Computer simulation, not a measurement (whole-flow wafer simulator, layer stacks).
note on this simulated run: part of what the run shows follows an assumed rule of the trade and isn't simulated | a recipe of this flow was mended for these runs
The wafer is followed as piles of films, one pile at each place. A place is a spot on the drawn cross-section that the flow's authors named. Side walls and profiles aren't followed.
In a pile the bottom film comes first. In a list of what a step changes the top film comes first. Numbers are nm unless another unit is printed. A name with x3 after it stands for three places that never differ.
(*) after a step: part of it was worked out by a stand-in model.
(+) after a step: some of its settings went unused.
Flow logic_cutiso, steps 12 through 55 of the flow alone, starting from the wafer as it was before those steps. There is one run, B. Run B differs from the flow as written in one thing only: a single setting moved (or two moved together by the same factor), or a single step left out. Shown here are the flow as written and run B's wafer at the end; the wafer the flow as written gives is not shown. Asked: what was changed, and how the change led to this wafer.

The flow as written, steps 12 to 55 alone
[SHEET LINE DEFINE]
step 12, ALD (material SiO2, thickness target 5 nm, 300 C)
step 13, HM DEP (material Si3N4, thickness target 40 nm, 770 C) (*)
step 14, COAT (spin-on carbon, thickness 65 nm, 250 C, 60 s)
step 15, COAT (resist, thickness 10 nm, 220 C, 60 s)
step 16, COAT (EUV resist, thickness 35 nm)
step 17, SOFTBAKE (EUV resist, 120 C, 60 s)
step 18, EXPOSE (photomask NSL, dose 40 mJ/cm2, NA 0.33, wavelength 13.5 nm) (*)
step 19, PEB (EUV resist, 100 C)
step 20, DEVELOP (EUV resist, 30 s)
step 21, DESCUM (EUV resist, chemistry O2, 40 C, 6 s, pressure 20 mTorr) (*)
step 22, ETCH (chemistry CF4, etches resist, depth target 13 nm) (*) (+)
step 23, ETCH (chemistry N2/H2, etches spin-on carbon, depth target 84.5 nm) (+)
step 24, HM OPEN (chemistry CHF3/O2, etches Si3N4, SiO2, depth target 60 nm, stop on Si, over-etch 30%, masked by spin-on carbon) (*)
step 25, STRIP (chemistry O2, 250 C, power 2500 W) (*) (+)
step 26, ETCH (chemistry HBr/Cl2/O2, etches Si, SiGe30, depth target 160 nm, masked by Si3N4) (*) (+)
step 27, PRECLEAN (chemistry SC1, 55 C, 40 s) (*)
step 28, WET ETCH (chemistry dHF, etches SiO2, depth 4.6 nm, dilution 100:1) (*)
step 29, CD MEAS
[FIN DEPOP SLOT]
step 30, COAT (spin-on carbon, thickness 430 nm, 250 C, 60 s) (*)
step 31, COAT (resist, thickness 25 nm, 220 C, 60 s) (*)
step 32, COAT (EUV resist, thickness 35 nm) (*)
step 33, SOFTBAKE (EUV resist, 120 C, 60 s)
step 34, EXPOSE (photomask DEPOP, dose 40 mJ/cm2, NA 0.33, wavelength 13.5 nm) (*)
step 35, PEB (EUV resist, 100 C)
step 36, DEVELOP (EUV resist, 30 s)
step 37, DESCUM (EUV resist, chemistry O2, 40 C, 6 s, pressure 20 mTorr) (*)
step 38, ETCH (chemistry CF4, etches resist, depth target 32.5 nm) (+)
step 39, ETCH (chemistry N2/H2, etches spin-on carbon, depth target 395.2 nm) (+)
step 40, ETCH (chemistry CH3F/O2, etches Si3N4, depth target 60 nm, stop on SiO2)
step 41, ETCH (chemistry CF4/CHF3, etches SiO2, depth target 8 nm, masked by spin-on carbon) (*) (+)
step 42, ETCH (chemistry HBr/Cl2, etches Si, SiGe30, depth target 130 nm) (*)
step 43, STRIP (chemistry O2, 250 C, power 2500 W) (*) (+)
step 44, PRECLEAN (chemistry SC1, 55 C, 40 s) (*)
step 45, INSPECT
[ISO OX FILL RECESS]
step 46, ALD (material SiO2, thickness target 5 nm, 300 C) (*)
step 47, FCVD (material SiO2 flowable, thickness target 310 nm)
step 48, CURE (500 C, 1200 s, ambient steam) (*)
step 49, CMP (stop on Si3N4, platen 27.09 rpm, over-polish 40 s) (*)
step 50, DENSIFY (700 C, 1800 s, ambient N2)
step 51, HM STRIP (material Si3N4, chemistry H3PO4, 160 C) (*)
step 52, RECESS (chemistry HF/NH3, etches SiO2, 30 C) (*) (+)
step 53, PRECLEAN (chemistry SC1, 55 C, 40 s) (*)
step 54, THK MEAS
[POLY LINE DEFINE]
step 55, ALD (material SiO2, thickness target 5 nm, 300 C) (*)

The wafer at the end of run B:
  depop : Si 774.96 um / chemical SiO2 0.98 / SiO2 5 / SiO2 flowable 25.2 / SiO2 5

Cause: step 41, ETCH: depth target 4.6 nm was run, while the flow as written has depth target 8 nm.

How this came from the change, step by step:
  step 41, ETCH (chemistry CF4/CHF3, etches SiO2, depth target 8 nm, masked by spin-on carbon) (*) (+)
      depop: -4.6 SiO2 (as written it would have been: -4.92 SiO2 (all of it), -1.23 Si)
      gfld: -4.6 resist (as written it would have been: -7.79 resist (all of it), -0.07 spin-on carbon)
      (also at 20 further places)
  step 42, ETCH (chemistry HBr/Cl2, etches Si, SiGe30, depth target 130 nm) (*)
      depop: -0.32 SiO2 (all of it), -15 Si (all of it), -15 SiGe30 (all of it), -15 Si (all of it), -15 SiGe30 (all of it), -15 Si (all of it), -15 SiGe30 (all of it), -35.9 Si (as written it would have been: -13.8 Si (all of it), -15 SiGe30 (all of it), -15 Si (all of it), -15 SiGe30 (all of it), -15 Si (all of it), -15 SiGe30 (all of it), -41.2 Si)
      gfld: -3.19 resist (all of it), -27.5 spin-on carbon (as written it would have been: -32 spin-on carbon)
      (also at 19 further places)
